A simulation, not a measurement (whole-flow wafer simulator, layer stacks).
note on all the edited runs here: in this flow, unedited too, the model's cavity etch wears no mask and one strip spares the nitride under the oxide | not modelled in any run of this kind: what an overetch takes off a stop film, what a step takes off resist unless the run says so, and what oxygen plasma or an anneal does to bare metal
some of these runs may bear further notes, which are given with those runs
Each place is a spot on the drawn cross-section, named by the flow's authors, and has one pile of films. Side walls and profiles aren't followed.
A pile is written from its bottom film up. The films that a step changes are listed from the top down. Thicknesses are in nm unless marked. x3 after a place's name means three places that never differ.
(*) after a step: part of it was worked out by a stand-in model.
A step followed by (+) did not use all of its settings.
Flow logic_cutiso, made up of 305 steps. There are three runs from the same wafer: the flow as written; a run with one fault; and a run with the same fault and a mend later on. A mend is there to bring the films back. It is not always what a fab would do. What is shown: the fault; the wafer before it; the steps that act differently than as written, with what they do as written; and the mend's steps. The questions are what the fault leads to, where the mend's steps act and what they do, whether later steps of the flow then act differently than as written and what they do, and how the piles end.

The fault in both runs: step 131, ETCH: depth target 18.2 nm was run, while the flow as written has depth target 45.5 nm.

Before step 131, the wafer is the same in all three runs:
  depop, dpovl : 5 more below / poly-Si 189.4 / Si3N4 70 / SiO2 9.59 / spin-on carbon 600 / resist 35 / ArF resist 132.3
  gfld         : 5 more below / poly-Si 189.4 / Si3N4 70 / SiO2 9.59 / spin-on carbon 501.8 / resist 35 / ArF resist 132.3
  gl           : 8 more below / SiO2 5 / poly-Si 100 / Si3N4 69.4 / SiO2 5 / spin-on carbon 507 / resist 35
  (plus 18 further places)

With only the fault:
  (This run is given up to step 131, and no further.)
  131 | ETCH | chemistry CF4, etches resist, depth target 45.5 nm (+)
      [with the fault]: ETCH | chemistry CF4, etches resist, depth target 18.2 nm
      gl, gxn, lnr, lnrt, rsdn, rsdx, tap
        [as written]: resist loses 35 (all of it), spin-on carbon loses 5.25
        [with the fault]: resist loses 18.2
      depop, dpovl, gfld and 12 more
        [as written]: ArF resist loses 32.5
        [with the fault]: ArF resist loses 13
  After step 131, at depop, dpovl, gfld and 19 more, the piles differ from the flow's by more than 2% or 0.5 nm, whichever is larger.
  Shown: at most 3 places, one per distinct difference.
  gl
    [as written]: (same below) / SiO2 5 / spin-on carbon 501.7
    [with the fault]: (same below) / SiO2 5 / spin-on carbon 507 / resist 16.8
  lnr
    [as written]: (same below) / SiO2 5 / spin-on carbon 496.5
    [with the fault]: (same below) / SiO2 5 / spin-on carbon 501.8 / resist 16.8
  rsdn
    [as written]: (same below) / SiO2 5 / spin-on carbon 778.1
    [with the fault]: (same below) / SiO2 5 / spin-on carbon 783.3 / resist 16.8

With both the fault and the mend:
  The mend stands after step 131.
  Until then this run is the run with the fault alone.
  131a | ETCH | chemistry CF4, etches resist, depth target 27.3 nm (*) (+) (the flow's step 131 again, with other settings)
      depop, dpovl, gfld and 12 more
        ArF resist loses 18
      gl, gxn, lnr, lnrt, rsdn, rsdx, tap
        resist loses 16.8 (all of it), spin-on carbon loses 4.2
  Every later step of the flow that is run acts as written, at every place that is followed, to within 2% or 0.5 nm, whichever is larger.
  At every place that both follow, the piles at the end match the flow's.
